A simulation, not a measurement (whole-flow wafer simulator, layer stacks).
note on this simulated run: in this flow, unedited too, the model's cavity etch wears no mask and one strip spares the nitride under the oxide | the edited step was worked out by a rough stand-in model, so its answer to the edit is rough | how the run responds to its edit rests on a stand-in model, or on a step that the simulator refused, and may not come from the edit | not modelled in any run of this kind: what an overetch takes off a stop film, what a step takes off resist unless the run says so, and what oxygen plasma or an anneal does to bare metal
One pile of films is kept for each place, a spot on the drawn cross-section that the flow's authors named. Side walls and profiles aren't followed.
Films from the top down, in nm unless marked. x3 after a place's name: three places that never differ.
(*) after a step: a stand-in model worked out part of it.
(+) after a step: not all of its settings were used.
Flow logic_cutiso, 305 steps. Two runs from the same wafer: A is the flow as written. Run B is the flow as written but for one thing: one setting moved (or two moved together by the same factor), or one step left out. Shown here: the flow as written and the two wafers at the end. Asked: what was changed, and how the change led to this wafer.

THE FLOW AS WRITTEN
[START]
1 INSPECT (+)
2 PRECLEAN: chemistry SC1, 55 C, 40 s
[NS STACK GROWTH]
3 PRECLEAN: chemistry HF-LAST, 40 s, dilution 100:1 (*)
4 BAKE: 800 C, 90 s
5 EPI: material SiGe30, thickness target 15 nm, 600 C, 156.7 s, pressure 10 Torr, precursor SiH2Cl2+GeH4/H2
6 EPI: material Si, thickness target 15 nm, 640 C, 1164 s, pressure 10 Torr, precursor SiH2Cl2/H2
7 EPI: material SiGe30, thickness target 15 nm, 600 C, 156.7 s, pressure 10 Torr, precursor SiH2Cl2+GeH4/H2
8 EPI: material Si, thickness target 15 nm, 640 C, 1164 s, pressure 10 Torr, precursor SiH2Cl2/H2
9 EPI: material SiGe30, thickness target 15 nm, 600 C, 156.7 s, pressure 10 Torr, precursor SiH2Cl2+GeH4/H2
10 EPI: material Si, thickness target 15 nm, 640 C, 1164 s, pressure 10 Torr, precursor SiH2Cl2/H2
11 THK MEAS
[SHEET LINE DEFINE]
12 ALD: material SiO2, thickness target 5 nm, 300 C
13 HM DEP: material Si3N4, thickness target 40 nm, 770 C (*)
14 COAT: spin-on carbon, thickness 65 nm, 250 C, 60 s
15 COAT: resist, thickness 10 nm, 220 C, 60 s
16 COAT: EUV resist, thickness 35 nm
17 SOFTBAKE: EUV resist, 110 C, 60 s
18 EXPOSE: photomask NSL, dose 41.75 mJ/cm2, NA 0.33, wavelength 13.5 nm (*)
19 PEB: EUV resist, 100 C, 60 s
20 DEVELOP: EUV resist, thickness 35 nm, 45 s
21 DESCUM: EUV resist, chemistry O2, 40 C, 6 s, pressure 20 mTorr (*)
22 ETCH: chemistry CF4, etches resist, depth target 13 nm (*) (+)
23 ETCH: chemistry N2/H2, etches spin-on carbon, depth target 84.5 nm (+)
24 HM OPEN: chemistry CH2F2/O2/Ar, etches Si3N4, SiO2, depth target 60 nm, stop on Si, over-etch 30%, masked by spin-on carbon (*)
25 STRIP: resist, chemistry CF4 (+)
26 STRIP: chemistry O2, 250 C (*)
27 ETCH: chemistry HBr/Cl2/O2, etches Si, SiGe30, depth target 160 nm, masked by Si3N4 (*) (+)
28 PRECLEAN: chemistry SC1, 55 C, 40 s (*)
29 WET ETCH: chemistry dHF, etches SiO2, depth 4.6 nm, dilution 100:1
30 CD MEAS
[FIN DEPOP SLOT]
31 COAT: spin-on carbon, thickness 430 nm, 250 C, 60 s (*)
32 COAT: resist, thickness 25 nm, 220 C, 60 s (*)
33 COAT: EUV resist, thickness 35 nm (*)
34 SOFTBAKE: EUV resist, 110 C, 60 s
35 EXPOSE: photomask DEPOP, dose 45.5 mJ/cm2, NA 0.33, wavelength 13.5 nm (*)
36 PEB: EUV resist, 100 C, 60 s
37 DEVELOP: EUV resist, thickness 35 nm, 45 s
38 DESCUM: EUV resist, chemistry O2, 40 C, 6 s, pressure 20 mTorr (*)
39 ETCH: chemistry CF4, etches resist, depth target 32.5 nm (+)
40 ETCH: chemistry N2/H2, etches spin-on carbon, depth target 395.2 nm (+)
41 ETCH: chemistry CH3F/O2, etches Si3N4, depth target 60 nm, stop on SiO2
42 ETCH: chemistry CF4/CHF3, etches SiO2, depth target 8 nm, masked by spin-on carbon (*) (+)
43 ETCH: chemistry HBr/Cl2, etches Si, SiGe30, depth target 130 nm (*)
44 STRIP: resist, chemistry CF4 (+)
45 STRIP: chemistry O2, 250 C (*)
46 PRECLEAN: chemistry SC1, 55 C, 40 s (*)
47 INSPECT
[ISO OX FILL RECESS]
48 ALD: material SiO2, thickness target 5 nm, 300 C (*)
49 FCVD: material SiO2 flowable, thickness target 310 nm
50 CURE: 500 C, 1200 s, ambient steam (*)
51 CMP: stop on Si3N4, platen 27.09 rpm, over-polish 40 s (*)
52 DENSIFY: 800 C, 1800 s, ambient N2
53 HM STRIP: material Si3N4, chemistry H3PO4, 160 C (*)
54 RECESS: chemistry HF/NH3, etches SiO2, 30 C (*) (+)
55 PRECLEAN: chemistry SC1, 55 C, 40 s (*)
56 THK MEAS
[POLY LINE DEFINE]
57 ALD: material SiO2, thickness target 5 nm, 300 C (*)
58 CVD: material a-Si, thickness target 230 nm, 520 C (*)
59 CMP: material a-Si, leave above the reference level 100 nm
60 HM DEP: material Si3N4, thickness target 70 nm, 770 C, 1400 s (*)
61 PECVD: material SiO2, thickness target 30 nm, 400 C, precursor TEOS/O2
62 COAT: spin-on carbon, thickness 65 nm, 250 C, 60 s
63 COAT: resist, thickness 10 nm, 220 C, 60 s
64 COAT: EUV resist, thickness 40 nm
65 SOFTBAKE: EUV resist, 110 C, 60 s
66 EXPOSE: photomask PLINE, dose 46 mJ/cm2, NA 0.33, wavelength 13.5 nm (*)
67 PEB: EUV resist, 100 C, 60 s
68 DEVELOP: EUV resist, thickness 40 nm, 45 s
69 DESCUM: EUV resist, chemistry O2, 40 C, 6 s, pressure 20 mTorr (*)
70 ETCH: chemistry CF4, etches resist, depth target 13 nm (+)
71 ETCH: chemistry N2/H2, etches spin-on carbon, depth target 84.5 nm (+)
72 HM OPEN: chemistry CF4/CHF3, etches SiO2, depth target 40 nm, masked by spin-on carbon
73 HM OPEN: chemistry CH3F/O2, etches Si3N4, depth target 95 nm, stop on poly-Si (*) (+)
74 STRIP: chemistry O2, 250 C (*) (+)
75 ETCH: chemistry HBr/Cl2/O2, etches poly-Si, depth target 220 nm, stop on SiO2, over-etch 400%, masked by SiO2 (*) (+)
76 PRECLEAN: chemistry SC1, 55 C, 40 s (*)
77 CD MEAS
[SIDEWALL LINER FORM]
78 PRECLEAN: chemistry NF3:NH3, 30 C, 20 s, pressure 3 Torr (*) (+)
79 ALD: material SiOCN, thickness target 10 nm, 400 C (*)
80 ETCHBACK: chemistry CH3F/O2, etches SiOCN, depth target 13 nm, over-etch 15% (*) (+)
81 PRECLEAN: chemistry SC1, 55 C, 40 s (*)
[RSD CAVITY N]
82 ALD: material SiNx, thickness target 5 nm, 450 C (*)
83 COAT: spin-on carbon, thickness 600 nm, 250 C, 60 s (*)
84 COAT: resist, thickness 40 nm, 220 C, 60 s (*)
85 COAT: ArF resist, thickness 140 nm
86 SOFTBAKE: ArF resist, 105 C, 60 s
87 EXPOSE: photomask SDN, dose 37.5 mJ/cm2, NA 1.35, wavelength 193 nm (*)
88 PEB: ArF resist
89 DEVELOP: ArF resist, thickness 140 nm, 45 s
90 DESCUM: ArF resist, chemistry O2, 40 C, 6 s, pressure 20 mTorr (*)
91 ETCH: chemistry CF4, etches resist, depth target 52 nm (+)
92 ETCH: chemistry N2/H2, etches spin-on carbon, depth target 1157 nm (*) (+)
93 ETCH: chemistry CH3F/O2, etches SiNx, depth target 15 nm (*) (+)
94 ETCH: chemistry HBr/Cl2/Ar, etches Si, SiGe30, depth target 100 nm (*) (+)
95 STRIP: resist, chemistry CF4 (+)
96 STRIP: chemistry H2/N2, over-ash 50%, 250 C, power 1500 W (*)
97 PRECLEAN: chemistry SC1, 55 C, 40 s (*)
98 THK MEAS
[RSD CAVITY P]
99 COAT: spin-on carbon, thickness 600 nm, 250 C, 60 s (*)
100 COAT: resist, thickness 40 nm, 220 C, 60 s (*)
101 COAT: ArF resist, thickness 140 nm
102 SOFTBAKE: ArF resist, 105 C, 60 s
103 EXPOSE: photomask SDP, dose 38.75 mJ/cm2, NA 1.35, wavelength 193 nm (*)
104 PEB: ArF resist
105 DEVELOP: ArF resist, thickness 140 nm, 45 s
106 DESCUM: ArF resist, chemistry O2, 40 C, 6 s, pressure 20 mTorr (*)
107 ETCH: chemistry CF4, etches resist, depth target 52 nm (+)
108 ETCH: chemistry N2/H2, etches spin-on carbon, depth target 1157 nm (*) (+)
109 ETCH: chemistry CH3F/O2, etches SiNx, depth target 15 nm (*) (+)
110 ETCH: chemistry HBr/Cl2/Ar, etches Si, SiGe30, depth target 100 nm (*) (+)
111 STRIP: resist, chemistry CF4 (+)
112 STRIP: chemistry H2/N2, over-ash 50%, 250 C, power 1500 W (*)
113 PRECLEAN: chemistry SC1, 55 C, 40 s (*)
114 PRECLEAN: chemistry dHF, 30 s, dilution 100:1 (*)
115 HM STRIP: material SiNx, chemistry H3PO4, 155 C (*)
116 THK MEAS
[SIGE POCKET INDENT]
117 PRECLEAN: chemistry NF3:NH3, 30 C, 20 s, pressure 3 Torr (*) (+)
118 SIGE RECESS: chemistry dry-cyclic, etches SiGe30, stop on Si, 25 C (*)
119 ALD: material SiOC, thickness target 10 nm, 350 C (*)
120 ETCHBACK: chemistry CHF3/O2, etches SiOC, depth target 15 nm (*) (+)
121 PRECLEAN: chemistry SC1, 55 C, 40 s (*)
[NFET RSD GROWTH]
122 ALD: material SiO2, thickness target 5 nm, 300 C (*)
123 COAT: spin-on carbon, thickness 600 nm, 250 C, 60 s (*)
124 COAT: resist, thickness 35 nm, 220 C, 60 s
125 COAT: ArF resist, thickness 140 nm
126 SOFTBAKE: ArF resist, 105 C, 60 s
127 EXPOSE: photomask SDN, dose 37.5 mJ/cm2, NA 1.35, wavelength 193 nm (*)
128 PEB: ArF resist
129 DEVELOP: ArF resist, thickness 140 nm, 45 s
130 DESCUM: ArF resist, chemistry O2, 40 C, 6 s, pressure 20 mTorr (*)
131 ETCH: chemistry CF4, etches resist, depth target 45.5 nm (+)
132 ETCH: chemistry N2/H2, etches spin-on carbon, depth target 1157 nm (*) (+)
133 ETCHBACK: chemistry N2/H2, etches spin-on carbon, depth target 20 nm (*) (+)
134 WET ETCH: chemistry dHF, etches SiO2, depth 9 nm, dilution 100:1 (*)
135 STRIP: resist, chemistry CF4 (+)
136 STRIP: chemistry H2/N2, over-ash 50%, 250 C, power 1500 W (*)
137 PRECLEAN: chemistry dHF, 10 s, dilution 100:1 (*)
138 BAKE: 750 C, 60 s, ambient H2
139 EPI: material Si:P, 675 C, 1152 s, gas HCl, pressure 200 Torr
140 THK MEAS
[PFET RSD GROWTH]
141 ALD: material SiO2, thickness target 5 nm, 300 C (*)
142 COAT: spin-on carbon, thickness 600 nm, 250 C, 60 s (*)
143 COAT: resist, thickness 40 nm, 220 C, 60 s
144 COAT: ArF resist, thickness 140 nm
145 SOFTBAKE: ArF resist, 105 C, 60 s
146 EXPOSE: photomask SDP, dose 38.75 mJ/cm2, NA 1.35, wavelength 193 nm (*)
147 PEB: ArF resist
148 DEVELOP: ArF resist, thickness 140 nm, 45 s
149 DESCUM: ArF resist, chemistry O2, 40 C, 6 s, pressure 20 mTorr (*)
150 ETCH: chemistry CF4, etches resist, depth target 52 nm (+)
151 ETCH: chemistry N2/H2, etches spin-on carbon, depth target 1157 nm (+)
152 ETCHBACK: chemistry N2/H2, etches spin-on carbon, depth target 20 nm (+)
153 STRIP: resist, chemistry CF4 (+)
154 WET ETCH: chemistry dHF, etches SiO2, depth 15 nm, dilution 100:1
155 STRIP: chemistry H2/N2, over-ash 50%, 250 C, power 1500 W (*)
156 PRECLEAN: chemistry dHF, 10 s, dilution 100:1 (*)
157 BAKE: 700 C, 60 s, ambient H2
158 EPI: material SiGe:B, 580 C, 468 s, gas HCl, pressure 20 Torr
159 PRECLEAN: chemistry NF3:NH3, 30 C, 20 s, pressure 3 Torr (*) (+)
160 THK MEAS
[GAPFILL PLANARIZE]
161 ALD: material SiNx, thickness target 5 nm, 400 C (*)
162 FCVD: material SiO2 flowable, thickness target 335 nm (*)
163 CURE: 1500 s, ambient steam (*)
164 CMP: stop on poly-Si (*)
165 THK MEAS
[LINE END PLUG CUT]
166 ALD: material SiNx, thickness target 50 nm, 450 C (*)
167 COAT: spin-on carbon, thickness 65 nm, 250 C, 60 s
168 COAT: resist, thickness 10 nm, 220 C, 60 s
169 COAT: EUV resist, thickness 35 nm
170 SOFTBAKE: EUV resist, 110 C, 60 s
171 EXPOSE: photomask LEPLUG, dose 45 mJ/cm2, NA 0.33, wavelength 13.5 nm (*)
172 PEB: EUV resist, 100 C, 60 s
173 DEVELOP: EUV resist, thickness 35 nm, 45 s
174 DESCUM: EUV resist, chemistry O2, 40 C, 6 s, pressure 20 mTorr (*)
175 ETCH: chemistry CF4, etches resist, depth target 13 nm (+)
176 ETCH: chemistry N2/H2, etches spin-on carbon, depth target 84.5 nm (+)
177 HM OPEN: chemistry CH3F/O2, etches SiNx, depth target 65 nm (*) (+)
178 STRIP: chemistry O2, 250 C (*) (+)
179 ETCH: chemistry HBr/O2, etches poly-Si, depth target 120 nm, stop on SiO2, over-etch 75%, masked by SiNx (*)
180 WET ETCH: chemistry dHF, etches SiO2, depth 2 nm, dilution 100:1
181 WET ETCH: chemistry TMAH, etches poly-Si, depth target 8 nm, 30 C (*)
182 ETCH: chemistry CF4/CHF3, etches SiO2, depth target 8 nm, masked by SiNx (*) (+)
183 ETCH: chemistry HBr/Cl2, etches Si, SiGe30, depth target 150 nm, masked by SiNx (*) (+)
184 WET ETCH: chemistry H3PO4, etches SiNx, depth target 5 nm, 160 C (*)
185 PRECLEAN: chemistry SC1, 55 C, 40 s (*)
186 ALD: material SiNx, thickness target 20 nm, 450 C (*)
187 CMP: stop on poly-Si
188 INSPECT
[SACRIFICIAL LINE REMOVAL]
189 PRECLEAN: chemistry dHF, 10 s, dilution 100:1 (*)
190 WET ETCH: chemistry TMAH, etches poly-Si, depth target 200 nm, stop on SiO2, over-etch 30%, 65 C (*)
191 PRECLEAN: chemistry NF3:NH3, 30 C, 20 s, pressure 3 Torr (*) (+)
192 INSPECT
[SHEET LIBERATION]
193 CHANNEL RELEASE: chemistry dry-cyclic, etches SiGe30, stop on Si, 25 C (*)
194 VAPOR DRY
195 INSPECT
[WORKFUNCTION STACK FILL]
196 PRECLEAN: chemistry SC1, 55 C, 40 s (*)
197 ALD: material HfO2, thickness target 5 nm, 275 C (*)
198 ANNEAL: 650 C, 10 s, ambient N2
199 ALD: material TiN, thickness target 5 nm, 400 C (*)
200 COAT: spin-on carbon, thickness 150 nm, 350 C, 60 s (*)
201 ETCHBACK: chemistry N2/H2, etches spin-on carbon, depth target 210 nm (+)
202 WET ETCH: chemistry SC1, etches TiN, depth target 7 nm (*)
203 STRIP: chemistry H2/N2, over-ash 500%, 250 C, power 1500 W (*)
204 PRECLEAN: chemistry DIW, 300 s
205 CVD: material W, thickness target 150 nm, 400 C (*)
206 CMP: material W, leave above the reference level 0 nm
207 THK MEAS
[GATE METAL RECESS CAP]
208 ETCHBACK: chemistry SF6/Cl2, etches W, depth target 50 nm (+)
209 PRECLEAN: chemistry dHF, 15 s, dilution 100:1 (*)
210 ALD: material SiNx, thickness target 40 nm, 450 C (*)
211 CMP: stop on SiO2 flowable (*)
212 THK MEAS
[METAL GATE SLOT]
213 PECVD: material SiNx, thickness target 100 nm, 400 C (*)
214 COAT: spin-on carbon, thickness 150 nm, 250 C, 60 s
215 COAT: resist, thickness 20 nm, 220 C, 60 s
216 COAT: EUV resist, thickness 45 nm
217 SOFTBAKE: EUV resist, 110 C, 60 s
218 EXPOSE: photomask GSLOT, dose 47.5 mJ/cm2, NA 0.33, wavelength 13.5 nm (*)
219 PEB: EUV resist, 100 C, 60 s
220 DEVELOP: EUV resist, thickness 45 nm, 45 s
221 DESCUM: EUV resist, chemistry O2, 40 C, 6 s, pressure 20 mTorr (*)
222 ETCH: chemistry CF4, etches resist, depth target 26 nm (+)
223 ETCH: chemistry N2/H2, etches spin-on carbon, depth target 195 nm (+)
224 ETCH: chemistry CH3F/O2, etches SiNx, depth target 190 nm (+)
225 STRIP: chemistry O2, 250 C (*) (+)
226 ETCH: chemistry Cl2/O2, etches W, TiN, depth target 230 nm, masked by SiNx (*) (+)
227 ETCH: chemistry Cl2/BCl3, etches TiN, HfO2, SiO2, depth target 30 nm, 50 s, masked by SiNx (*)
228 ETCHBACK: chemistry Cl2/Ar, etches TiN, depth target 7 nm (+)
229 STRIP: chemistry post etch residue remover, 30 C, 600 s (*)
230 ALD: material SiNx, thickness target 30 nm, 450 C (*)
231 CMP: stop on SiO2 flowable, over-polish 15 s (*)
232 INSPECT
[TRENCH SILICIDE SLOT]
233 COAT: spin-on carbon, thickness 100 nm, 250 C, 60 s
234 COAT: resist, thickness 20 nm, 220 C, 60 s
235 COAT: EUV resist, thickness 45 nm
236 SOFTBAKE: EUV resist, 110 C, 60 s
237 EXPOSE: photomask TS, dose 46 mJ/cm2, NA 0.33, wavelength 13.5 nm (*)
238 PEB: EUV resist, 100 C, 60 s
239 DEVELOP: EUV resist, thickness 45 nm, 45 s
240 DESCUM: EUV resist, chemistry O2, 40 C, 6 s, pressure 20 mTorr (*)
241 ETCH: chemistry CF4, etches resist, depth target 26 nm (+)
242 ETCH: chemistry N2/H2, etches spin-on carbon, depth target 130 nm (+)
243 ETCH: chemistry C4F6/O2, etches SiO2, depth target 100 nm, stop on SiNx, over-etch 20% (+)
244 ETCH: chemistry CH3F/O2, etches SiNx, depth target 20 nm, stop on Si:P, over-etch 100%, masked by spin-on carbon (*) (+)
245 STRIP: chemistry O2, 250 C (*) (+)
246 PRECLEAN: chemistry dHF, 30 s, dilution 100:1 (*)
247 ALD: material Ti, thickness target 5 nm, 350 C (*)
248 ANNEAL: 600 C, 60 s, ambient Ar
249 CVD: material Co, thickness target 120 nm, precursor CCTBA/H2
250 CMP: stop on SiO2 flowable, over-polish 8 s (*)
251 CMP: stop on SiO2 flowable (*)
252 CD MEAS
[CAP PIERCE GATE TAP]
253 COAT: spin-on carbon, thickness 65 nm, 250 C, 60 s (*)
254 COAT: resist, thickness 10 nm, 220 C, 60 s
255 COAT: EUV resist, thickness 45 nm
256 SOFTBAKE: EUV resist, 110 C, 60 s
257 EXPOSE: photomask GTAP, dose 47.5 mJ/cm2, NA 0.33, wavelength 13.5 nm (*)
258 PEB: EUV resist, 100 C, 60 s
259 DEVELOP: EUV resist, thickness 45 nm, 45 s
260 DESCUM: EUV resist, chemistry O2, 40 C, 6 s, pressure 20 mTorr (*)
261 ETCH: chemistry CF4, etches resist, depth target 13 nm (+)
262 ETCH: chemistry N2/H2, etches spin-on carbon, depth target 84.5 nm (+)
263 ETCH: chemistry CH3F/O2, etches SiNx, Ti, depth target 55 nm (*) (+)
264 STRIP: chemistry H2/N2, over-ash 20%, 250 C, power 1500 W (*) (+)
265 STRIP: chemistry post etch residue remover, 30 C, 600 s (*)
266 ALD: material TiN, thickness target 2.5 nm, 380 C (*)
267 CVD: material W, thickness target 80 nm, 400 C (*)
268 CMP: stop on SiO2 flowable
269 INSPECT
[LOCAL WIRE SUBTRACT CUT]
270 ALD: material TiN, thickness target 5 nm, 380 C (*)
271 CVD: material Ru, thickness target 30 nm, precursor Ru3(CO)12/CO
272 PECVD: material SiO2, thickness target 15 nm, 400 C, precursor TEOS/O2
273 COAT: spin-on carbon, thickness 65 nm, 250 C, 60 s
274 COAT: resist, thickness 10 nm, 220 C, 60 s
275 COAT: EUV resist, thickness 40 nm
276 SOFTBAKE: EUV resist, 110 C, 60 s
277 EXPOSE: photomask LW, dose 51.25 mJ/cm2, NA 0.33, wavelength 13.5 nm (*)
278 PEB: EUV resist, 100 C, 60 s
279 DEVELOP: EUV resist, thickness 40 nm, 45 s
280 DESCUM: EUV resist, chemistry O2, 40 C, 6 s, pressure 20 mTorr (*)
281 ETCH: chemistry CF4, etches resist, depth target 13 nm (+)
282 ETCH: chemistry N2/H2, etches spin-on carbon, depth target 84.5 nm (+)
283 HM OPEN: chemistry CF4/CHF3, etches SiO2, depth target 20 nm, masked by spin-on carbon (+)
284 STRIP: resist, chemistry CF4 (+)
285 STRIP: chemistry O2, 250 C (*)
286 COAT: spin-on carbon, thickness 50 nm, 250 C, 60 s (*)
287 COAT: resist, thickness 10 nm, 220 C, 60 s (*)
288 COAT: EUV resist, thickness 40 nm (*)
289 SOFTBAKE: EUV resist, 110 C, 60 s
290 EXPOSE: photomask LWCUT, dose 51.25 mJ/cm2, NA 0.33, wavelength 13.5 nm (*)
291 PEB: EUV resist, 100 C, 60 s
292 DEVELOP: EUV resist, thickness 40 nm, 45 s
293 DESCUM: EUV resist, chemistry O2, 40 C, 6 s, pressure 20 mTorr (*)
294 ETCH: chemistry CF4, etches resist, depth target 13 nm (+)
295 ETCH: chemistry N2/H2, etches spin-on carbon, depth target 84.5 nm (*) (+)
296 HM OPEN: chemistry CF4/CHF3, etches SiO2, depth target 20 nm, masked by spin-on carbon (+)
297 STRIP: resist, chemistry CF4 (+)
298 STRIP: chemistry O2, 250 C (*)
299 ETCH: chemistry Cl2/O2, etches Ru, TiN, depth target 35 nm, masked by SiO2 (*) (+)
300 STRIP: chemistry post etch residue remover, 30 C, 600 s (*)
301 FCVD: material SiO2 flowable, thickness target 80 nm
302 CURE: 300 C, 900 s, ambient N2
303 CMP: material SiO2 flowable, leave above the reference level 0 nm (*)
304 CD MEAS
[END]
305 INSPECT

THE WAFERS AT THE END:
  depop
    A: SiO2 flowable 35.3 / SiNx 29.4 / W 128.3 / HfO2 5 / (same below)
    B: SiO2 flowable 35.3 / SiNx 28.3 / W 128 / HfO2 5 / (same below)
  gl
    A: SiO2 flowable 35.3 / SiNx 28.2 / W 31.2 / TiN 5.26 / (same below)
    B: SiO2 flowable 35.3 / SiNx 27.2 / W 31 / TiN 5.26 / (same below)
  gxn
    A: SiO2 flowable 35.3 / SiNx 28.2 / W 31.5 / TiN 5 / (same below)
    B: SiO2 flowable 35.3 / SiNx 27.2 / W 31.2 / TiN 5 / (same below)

The cause: step 163, CURE: 675 s was run, where the flow has 1500 s.

How the change led to this, step by step:
  163 CURE: 1500 s, ambient steam (*)
      depop, dpovl, isow, ns, nsgap: A SiO2 flowable -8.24 | B SiO2 flowable -7.17
      lnrt, rsdn, tap: A SiO2 flowable -7.43 | B SiO2 flowable -6.59
      (and at 14 more places)
  246 PRECLEAN: chemistry dHF, 30 s, dilution 100:1 (*)
      iso: A SiO2 flowable -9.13 | B SiO2 flowable -9.89
  250 CMP: stop on SiO2 flowable, over-polish 8 s (*)
      rsdx: A Co -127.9 (all of it) | B Co -127.1
  251 CMP: stop on SiO2 flowable (*)
      rsdx: A Ti -5 (all of it) | B Co -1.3 (all of it), Ti -4.32
      iso: A Co -1.22 (all of it), Ti -4.34 | B Co -1.97 (all of it), Ti -3.65
  265 STRIP: chemistry post etch residue remover, 30 C, 600 s (*)
      rsdx: A nothing | B Ti -0.68 (all of it)
      iso: A Ti -0.66 (all of it) | B Ti -1.35 (all of it)
  268 CMP: stop on SiO2 flowable
      depop, dpovl, gfld and 9 more: A W -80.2 (all of it), TiN -2.5 (all of it), SiNx -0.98 | B W -80.2 (all of it), TiN -2.5 (all of it), SiNx -1.74
      lnr, lnri, lnrp, lnrt: A W -80 (all of it), TiN -2.5 (all of it), SiOCN -1.22 | B W -80 (all of it), TiN -2.5 (all of it), SiOCN -1.97
      (and at 3 more places)
